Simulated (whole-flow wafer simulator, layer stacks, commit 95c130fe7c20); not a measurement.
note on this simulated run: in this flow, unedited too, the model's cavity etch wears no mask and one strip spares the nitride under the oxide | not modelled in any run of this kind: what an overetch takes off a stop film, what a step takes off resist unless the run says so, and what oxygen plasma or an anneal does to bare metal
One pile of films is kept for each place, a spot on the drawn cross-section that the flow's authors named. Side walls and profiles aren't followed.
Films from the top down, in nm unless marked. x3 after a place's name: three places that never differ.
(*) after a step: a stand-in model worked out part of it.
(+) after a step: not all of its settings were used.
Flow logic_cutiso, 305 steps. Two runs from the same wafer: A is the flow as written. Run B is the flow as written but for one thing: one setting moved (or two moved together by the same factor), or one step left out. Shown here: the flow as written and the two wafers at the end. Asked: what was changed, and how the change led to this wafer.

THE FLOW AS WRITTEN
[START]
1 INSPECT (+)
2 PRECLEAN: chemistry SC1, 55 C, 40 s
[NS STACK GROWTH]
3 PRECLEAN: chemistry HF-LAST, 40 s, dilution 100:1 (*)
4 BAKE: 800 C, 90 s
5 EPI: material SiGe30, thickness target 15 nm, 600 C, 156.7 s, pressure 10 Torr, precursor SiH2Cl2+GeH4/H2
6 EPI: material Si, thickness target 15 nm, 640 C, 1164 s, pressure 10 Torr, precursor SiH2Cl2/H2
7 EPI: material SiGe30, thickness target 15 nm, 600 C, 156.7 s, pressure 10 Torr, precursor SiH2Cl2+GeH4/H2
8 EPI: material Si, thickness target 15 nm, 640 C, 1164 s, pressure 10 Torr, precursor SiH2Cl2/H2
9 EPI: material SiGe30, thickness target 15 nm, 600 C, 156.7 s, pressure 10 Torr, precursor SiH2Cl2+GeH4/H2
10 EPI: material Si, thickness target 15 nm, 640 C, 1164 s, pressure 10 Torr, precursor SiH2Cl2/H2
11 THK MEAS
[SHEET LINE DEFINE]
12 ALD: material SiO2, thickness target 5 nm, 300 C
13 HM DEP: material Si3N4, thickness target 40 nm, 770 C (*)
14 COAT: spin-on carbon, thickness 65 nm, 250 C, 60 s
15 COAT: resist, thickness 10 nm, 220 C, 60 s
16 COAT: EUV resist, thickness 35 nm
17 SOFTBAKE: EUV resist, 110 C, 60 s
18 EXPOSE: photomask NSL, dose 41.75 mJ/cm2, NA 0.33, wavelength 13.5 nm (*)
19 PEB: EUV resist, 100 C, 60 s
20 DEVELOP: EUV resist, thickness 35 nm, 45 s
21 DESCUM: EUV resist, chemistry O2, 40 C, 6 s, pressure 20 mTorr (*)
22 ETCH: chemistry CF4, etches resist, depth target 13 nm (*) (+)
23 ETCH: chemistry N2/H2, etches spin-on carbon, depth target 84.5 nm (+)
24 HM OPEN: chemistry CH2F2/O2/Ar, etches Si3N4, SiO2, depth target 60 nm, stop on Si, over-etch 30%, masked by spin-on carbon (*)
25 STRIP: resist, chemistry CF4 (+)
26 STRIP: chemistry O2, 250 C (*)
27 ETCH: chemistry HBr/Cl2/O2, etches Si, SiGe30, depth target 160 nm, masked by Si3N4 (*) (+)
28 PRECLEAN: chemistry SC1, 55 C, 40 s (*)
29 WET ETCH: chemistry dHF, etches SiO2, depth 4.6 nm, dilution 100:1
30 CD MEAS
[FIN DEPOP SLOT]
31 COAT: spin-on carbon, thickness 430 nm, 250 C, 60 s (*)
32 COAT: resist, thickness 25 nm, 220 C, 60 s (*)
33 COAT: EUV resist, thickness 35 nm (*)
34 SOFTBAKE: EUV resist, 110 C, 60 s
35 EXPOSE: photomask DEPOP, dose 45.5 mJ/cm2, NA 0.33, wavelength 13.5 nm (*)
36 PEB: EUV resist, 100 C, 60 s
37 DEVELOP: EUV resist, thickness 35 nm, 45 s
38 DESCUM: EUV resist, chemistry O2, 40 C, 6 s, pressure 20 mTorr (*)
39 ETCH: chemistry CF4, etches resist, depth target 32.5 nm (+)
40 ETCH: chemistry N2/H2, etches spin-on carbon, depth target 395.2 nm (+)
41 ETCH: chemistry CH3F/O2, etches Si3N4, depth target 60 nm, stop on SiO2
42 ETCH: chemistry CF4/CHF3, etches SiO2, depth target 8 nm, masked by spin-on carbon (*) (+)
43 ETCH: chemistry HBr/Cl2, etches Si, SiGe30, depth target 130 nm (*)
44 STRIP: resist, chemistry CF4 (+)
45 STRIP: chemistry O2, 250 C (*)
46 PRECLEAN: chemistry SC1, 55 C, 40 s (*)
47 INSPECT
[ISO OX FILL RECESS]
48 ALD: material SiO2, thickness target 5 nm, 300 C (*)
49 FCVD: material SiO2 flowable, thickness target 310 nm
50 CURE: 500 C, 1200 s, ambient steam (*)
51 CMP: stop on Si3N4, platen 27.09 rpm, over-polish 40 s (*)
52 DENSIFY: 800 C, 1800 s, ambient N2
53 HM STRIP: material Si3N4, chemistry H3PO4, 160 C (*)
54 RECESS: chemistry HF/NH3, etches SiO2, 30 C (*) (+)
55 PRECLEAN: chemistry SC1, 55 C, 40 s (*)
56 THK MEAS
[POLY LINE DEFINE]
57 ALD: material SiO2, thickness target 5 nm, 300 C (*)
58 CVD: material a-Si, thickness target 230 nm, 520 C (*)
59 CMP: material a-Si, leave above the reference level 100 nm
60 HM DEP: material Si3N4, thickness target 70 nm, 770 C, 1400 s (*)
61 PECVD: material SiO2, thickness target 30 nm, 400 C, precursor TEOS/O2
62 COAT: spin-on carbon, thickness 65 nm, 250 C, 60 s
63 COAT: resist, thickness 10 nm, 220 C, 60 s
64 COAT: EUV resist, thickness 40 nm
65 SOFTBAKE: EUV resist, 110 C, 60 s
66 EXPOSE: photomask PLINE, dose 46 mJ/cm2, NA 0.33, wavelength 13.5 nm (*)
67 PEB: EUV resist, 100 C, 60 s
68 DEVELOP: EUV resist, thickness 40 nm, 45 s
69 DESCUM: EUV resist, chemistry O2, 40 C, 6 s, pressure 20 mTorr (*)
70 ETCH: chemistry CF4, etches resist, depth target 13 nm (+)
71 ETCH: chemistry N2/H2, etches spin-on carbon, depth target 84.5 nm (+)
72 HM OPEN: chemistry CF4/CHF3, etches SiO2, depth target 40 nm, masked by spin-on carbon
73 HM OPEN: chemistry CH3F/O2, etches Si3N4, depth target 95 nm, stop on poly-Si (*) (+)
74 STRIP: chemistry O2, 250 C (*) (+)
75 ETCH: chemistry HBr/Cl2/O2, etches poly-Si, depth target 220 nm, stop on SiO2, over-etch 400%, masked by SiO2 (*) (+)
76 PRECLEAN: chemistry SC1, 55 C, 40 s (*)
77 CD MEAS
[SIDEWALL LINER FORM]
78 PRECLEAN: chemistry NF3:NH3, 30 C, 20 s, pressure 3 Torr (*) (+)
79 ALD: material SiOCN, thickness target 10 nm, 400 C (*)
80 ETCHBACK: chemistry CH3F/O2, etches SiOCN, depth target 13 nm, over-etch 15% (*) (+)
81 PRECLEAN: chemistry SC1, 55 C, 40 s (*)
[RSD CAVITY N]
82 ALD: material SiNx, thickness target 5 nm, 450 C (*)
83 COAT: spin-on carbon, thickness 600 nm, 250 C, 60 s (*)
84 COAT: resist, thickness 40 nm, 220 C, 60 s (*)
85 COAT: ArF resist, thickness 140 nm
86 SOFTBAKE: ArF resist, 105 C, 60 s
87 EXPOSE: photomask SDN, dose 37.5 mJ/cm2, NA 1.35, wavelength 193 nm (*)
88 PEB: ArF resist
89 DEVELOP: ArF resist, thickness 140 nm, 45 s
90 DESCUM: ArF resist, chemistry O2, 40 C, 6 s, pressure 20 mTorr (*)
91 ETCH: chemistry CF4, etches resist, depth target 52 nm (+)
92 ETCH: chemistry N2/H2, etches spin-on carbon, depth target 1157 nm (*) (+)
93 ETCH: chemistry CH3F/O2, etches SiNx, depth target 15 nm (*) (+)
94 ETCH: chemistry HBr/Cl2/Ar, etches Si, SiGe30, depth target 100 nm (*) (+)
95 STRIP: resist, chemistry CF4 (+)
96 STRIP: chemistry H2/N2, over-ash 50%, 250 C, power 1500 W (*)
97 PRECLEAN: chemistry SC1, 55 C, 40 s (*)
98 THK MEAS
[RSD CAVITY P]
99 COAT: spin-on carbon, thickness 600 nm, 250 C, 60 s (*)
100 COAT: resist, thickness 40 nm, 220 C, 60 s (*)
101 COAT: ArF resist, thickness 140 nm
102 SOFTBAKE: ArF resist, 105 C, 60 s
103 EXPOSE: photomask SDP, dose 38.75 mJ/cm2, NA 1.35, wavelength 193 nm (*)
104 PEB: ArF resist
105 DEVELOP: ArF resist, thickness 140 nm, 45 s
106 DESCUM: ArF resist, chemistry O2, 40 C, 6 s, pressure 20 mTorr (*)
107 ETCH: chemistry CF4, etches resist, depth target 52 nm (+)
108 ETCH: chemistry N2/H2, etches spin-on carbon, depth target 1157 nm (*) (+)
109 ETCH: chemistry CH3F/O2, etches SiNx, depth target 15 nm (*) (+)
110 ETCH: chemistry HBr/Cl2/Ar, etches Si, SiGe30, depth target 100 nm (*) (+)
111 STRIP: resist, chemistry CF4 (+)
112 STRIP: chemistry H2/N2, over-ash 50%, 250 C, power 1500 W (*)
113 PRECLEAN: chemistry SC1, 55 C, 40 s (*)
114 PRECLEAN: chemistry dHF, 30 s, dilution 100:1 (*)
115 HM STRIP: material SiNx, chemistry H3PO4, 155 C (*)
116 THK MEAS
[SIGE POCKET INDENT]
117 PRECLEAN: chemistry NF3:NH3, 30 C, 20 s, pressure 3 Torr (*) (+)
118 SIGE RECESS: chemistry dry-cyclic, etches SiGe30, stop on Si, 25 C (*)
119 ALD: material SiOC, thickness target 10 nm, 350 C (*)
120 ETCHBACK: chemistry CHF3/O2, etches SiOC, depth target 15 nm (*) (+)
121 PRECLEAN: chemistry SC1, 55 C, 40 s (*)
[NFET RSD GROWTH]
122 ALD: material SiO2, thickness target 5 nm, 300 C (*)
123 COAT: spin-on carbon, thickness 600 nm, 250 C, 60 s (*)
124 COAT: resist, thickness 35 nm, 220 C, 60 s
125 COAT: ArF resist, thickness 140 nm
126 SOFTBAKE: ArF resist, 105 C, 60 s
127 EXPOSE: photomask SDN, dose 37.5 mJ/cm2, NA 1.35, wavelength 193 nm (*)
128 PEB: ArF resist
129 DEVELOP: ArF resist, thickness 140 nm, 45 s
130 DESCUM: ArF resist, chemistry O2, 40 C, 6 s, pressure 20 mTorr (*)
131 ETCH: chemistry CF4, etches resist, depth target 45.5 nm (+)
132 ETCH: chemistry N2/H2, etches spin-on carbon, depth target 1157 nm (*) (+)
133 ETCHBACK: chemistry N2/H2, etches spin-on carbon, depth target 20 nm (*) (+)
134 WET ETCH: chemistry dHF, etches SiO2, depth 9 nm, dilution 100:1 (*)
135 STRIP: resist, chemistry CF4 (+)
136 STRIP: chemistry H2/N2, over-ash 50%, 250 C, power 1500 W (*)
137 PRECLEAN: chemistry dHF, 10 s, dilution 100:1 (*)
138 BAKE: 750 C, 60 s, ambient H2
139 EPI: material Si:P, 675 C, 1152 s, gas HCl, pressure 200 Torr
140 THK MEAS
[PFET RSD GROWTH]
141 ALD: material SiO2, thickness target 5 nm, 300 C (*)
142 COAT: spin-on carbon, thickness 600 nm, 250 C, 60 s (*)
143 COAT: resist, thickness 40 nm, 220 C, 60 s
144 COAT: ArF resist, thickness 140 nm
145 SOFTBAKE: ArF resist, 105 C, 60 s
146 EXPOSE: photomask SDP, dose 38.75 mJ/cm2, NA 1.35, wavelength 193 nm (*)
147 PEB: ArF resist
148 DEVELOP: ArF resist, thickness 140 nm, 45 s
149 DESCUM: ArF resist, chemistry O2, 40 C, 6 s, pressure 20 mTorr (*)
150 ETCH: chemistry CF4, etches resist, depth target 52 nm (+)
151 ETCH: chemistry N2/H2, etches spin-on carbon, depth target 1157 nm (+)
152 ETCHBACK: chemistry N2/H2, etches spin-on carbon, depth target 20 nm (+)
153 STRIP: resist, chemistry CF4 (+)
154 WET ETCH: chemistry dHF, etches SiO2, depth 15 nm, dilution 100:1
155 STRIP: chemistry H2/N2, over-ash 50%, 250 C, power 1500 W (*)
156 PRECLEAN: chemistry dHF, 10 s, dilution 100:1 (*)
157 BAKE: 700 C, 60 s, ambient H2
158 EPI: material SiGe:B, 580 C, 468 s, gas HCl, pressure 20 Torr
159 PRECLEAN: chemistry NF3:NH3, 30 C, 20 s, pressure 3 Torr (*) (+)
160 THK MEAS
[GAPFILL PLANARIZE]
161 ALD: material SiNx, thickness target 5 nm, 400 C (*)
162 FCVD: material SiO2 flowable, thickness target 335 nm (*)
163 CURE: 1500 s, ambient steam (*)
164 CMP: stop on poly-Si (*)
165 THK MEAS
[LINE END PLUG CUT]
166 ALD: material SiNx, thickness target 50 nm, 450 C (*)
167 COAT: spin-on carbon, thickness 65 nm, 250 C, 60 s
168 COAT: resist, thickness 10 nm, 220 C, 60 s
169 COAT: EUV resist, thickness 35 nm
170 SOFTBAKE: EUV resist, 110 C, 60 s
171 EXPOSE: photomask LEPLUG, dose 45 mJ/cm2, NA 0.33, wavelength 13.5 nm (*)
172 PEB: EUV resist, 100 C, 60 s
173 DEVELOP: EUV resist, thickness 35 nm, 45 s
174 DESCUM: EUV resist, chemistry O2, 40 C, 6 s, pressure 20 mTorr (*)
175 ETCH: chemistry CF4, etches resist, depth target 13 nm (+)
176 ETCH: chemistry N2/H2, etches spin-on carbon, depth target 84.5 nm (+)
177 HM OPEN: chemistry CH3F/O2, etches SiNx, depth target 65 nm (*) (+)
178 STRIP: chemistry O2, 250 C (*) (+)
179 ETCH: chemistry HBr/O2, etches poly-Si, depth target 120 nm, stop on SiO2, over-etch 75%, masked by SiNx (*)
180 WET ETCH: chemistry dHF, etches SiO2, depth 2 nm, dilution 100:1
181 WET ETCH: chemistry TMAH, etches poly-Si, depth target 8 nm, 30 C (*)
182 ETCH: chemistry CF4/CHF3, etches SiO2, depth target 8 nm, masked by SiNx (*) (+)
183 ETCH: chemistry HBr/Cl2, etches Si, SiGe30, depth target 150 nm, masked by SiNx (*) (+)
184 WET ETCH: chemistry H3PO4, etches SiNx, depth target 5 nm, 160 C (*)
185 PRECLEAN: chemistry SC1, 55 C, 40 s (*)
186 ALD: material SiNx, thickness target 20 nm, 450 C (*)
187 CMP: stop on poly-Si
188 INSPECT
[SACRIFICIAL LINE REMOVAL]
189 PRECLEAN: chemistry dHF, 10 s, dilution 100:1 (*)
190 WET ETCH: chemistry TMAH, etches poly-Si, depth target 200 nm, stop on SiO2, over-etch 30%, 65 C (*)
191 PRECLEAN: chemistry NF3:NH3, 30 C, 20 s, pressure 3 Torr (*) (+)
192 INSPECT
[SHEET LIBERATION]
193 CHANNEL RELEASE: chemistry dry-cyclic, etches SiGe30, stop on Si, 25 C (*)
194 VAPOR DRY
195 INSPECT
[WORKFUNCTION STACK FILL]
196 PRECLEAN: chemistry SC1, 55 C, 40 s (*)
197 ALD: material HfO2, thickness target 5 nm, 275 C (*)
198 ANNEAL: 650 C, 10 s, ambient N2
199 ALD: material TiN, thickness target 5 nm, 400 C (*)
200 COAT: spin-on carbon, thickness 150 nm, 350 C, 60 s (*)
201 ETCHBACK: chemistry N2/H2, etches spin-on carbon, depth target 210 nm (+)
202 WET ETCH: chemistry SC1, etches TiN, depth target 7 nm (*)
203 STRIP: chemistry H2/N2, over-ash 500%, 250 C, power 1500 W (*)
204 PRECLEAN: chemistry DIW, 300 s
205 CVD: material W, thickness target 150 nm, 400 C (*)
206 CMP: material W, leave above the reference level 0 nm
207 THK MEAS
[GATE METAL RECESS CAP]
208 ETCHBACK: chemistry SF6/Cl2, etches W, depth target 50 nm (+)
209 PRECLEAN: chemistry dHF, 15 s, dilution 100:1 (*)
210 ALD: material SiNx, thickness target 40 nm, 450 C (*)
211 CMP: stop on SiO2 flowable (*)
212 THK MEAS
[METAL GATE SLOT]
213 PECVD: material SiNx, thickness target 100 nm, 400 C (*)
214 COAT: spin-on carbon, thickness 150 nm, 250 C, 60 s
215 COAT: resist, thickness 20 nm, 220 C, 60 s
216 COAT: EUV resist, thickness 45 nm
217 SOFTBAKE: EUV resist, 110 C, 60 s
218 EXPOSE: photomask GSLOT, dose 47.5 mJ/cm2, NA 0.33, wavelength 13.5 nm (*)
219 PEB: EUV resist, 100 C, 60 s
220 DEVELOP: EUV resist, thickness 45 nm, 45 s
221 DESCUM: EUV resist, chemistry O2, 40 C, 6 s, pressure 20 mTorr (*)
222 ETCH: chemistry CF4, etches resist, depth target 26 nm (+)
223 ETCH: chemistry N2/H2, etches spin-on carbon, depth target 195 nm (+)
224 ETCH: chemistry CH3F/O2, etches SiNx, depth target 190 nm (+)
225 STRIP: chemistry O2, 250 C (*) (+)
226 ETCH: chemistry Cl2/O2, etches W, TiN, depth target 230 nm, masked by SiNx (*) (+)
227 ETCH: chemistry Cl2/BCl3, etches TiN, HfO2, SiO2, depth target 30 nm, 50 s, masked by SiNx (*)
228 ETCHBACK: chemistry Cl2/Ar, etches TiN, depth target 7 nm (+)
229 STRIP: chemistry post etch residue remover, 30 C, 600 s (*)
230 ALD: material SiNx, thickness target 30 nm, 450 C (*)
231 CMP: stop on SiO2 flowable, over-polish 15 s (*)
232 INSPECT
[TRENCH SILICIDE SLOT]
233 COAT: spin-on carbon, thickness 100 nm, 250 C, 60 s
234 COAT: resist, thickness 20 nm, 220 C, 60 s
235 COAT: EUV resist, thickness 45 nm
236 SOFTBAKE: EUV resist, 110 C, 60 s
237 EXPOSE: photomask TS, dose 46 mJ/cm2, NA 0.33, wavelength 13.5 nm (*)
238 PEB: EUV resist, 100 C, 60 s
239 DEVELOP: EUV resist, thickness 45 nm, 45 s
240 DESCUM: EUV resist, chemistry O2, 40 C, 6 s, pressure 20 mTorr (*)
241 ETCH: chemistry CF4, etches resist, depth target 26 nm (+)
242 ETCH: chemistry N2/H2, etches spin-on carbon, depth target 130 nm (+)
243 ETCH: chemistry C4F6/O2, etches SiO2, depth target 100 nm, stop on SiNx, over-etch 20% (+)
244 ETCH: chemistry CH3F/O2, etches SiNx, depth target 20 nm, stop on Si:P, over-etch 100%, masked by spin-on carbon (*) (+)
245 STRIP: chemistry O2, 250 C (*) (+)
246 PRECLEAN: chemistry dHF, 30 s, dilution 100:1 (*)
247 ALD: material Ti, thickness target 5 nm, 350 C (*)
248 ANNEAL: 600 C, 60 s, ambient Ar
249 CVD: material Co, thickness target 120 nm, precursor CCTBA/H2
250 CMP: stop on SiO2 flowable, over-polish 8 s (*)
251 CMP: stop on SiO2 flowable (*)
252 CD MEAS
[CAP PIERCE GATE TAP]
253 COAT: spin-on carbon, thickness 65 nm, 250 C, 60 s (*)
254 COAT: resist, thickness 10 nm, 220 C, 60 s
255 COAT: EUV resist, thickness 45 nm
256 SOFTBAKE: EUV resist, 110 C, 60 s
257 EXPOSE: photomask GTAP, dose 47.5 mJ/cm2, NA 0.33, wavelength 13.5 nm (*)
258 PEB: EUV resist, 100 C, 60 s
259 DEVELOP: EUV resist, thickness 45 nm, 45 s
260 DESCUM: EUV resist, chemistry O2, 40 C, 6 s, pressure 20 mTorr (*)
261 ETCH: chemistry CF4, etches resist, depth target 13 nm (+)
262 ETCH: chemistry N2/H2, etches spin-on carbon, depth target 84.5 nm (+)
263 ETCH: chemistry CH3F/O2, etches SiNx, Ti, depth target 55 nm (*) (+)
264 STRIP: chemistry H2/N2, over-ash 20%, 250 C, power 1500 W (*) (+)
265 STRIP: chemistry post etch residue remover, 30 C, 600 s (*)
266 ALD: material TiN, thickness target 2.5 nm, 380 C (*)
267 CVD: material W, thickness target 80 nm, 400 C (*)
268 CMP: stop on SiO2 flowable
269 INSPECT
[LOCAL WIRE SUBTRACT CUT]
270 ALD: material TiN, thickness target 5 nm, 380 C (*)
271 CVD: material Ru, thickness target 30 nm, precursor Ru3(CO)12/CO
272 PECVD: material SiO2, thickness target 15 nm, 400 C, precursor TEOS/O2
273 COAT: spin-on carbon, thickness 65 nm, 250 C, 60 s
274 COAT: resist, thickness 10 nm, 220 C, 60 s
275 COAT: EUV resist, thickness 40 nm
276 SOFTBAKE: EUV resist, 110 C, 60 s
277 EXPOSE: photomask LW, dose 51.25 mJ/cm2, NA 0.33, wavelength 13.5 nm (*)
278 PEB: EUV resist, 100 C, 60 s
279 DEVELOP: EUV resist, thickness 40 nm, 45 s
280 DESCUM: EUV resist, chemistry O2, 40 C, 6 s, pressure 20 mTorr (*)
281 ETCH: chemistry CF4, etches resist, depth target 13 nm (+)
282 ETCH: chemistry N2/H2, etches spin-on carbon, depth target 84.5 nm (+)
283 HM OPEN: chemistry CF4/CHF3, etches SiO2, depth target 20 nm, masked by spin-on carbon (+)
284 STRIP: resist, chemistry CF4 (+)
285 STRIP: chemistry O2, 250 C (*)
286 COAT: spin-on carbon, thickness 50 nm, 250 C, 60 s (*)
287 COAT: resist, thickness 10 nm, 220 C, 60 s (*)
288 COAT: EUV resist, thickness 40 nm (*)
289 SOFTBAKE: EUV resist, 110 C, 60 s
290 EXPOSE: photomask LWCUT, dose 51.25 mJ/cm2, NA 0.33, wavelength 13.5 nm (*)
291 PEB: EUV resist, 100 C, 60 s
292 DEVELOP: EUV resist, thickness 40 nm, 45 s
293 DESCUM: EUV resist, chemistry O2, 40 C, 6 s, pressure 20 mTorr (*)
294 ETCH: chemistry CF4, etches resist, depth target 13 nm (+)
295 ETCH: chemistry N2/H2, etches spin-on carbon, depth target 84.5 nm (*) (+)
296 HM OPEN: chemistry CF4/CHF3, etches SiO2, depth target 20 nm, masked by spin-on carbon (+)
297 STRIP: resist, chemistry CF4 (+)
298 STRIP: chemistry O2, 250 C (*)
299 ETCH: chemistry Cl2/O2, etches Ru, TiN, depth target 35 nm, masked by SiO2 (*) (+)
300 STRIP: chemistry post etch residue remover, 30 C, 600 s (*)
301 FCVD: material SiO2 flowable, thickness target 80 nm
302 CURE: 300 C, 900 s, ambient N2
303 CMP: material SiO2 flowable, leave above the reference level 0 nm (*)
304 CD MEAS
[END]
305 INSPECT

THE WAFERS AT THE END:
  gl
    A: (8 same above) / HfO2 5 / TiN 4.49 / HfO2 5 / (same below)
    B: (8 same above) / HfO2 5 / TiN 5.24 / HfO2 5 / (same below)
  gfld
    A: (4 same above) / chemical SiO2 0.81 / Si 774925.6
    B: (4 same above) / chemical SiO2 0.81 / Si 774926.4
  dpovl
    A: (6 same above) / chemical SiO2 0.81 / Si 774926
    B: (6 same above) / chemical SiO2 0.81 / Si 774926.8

The cause: step 9, EPI: 164.5 s was run, where the flow has 156.7 s.

How the change led to this, step by step:
  9 EPI: material SiGe30, thickness target 15 nm, 600 C, 156.7 s, pressure 10 Torr, precursor SiH2Cl2+GeH4/H2
      depop, dpovl, gfld and 19 more: A SiGe30 +15 (new film) | B SiGe30 +15.8 (new film)
  27 ETCH: chemistry HBr/Cl2/O2, etches Si, SiGe30, depth target 160 nm, masked by Si3N4 (*) (+)
      gfld, gxf, iso, lnri: A chemical SiO2 -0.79 (all of it), Si -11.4 (all of it), SiGe30 -15 (all of it), Si -15 (all of it), SiGe30 -15 (all of it), Si -15 (all of it), SiGe30 -15 (all of it), Si -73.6 | B chemical SiO2 -0.79 (all of it), Si -11.4 (all of it), SiGe30 -15.8 (all of it), Si -15 (all of it), SiGe30 -15 (all of it), Si -15 (all of it), SiGe30 -15 (all of it), Si -72.9
      dpovl, nsgap: A chemical SiO2 -0.79 (all of it), Si -11.8 (all of it), SiGe30 -15 (all of it), Si -15 (all of it), SiGe30 -15 (all of it), Si -15 (all of it), SiGe30 -15 (all of it), Si -73.2 | B chemical SiO2 -0.79 (all of it), Si -11.8 (all of it), SiGe30 -15.8 (all of it), Si -15 (all of it), SiGe30 -15 (all of it), Si -15 (all of it), SiGe30 -15 (all of it), Si -72.5
      (and at 1 more place)
  43 ETCH: chemistry HBr/Cl2, etches Si, SiGe30, depth target 130 nm (*)
      depop: A Si -14 (all of it), SiGe30 -15 (all of it), Si -15 (all of it), SiGe30 -15 (all of it), Si -15 (all of it), SiGe30 -15 (all of it), Si -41 | B Si -14 (all of it), SiGe30 -15.8 (all of it), Si -15 (all of it), SiGe30 -15 (all of it), Si -15 (all of it), SiGe30 -15 (all of it), Si -40.2
  94 ETCH: chemistry HBr/Cl2/Ar, etches Si, SiGe30, depth target 100 nm (*) (+)
      rsdn, rsdx: A chemical SiO2 -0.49 (all of it), Si -12.8 (all of it), SiGe30 -15 (all of it), Si -15 (all of it), SiGe30 -15 (all of it), Si -15 (all of it), SiGe30 -15 (all of it), Si -12.2 | B chemical SiO2 -0.49 (all of it), Si -12.8 (all of it), SiGe30 -15.8 (all of it), Si -15 (all of it), SiGe30 -15 (all of it), Si -15 (all of it), SiGe30 -15 (all of it), Si -11.4
  110 ETCH: chemistry HBr/Cl2/Ar, etches Si, SiGe30, depth target 100 nm (*) (+)
      rsdp, rsdw: A chemical SiO2 -0.49 (all of it), Si -12.8 (all of it), SiGe30 -15 (all of it), Si -15 (all of it), SiGe30 -15 (all of it), Si -15 (all of it), SiGe30 -15 (all of it), Si -12.2 | B chemical SiO2 -0.49 (all of it), Si -12.8 (all of it), SiGe30 -15.8 (all of it), Si -15 (all of it), SiGe30 -15 (all of it), Si -15 (all of it), SiGe30 -15 (all of it), Si -11.4
  118 SIGE RECESS: chemistry dry-cyclic, etches SiGe30, stop on Si, 25 C (*)
      lnr, lnrp, lnrt: A SiOCN -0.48, Si -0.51, cavity +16 (new film), SiGe30 -15 (all of it), Si -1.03, cavity +16 (new film), SiGe30 -15 (all of it), Si -1.03, cavity +16 (new film), SiGe30 -15 (all of it), Si -0.51 | B SiOCN -0.48, Si -0.51, cavity +16.8 (new film), SiGe30 -15.8 (all of it), Si -1.03, cavity +16 (new film), SiGe30 -15 (all of it), Si -1.03, cavity +16 (new film), SiGe30 -15 (all of it), Si -0.51
  119 ALD: material SiOC, thickness target 10 nm, 350 C (*)
      lnr, lnrp, lnrt: A SiOC +10 (new film), SiOC +16 (new film), cavity -16 (all of it), SiOC +16 (new film), cavity -16 (all of it), SiOC +16 (new film), cavity -16 (all of it) | B SiOC +10 (new film), SiOC +16.8 (new film), cavity -16.8 (all of it), SiOC +16 (new film), cavity -16 (all of it), SiOC +16 (new film), cavity -16 (all of it)
  183 ETCH: chemistry HBr/Cl2, etches Si, SiGe30, depth target 150 nm, masked by SiNx (*) (+)
      plug: A Si -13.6 (all of it), SiGe30 -15 (all of it), Si -15 (all of it), SiGe30 -15 (all of it), Si -15 (all of it), SiGe30 -15 (all of it), Si -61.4 | B Si -13.6 (all of it), SiGe30 -15.8 (all of it), Si -15 (all of it), SiGe30 -15 (all of it), Si -15 (all of it), SiGe30 -15 (all of it), Si -60.7
  193 CHANNEL RELEASE: chemistry dry-cyclic, etches SiGe30, stop on Si, 25 C (*)
      gl, glp, gxn, gxp, ns, tap: A chemical SiO2 +0.8 (new film), Si -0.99, chemical SiO2 +0.8 (new film), cavity +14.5 (new film), chemical SiO2 +0.8 (new film), SiGe30 -15 (all of it), Si -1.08, chemical SiO2 +0.8 (new film), cavity +14.5 (new film), chemical SiO2 +0.8 (new film), SiGe30 -15 (all of it), Si -1.08, chemical SiO2 +0.8 (new film), cavity +14.5 (new film), chemical SiO2 +0.8 (new film), SiGe30 -15 (all of it), Si -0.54 | B chemical SiO2 +0.8 (new film), Si -0.99, chemical SiO2 +0.8 (new film), cavity +15.2 (new film), chemical SiO2 +0.8 (new film), SiGe30 -15.8 (all of it), Si -1.08, chemical SiO2 +0.8 (new film), cavity +14.5 (new film), chemical SiO2 +0.8 (new film), SiGe30 -15 (all of it), Si -1.08, chemical SiO2 +0.8 (new film), cavity +14.5 (new film), chemical SiO2 +0.8 (new film), SiGe30 -15 (all of it), Si -0.54
  199 ALD: material TiN, thickness target 5 nm, 400 C (*)
      gl, glp, tap: A TiN +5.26 (new film), TiN +4.49 (new film), cavity -4.49 (all of it), TiN +4.49 (new film), cavity -4.49 (all of it), TiN +4.49 (new film), cavity -4.49 (all of it) | B TiN +5.26 (new film), TiN +5.24 (new film), cavity -5.24 (all of it), TiN +4.49 (new film), cavity -4.49 (all of it), TiN +4.49 (new film), cavity -4.49 (all of it)
      gxn, gxp, ns: A TiN +5 (new film), TiN +4.49 (new film), cavity -4.49 (all of it), TiN +4.49 (new film), cavity -4.49 (all of it), TiN +4.49 (new film), cavity -4.49 (all of it) | B TiN +5 (new film), TiN +5.24 (new film), cavity -5.24 (all of it), TiN +4.49 (new film), cavity -4.49 (all of it), TiN +4.49 (new film), cavity -4.49 (all of it)
